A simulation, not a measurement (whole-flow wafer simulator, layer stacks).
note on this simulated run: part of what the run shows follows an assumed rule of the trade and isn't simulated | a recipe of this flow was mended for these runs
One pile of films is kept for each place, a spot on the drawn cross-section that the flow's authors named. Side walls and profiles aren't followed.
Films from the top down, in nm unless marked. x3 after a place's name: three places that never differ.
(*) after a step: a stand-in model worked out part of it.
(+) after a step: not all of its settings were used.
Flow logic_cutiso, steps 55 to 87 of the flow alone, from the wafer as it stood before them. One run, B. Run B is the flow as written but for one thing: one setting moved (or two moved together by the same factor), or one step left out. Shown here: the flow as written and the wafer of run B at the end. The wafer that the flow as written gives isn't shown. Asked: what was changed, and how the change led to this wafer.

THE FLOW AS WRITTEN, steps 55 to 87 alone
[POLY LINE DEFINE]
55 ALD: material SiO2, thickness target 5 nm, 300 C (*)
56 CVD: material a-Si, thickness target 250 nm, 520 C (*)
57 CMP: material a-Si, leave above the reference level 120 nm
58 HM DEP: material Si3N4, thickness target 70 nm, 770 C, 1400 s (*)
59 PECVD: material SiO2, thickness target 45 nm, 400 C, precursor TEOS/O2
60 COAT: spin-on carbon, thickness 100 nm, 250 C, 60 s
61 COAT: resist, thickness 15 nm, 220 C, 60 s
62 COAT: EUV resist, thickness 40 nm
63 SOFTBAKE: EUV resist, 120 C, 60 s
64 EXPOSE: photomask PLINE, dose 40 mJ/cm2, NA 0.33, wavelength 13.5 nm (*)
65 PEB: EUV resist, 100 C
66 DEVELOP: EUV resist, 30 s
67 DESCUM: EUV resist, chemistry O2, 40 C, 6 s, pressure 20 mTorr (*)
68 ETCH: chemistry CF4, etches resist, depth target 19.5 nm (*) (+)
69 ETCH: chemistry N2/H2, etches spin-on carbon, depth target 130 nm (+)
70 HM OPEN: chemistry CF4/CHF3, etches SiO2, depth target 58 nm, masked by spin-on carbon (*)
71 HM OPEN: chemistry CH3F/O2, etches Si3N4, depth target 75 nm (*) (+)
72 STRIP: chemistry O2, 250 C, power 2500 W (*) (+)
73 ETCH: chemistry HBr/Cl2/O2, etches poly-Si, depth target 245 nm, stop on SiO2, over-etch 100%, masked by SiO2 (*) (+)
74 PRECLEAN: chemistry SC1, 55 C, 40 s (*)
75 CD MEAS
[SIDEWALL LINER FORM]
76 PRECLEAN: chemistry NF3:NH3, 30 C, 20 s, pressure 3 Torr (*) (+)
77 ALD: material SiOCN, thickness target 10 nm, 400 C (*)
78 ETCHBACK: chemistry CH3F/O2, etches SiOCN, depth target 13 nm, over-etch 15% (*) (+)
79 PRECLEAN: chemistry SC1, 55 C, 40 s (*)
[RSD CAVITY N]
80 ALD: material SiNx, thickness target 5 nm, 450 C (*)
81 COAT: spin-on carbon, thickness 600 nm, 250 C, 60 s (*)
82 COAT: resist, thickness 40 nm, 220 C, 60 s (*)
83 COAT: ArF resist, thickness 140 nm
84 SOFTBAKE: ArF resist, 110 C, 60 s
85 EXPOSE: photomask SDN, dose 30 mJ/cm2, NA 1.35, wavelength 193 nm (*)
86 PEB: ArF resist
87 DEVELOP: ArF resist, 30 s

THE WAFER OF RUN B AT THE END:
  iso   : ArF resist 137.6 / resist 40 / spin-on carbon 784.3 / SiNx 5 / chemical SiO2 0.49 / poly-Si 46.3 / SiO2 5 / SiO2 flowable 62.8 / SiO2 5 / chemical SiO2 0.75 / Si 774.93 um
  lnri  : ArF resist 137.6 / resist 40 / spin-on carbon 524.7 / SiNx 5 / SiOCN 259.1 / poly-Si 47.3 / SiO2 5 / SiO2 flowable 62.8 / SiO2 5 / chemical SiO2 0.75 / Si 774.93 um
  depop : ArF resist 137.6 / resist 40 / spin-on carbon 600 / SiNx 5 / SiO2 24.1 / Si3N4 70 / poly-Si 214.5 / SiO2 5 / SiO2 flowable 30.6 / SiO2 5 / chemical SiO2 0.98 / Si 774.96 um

The cause: step 70, HM OPEN: depth target 42.2 nm was run, where the flow has depth target 58 nm.

How the change led to this, step by step:
  70 HM OPEN: chemistry CF4/CHF3, etches SiO2, depth target 58 nm, masked by spin-on carbon (*)
      iso, lnr, lnri and 6 more: SiO2 -42.2 (as written it would be: SiO2 -43.2 (all of it), Si3N4 -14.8)
      depop, dpovl x3, gfld and 8 more: resist -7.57 (all of it), spin-on carbon -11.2 (as written it would be: resist -7.57 (all of it), spin-on carbon -16.3)
  71 HM OPEN: chemistry CH3F/O2, etches Si3N4, depth target 75 nm (*) (+)
      iso, lnr, lnri and 6 more: SiO2 -1.01 (all of it), Si3N4 -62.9 (as written it would be: Si3N4 -55.2 (all of it), poly-Si -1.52)
  72 STRIP: chemistry O2, 250 C, power 2500 W (*) (+)
      iso, lnr, lnri and 6 more: nothing (as written it would be: chemical SiO2 +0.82 (new film), poly-Si -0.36)
      depop, dpovl x3, gfld and 8 more: spin-on carbon -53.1 (all of it) (as written it would be: spin-on carbon -48 (all of it))
  73 ETCH: chemistry HBr/Cl2/O2, etches poly-Si, depth target 245 nm, stop on SiO2, over-etch 100%, masked by SiO2 (*) (+)
      lnr, lnrp, lnrt, rsdn, rsdp, rsdw, rsdx: Si3N4 -7.1 (all of it), poly-Si -120 (all of it), SiO2 -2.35 (as written it would be: chemical SiO2 -0.82 (all of it), poly-Si -118.1 (all of it), SiO2 -1.86)
      iso, lnri: Si3N4 -7.1 (all of it), poly-Si -166.9 (as written it would be: chemical SiO2 -0.82 (all of it), poly-Si -212.6 (all of it), SiO2 -1.39)
      (and at 13 more places)
  76 PRECLEAN: chemistry NF3:NH3, 30 C, 20 s, pressure 3 Torr (*) (+)
      iso, lnri: chemical SiO2 -0.49 (all of it) (as written it would be: SiO2 -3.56 (all of it), SiO2 flowable -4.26)
  78 ETCHBACK: chemistry CH3F/O2, etches SiOCN, depth target 13 nm, over-etch 15% (*) (+)
      iso: SiOCN -10 (all of it), poly-Si -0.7 (as written it would be: SiOCN -10 (all of it), SiO2 flowable -0.75)
  81 COAT: spin-on carbon, thickness 600 nm, 250 C, 60 s (*)
      iso: spin-on carbon +784.3 (new film) (as written it would be: spin-on carbon +839.3 (new film))
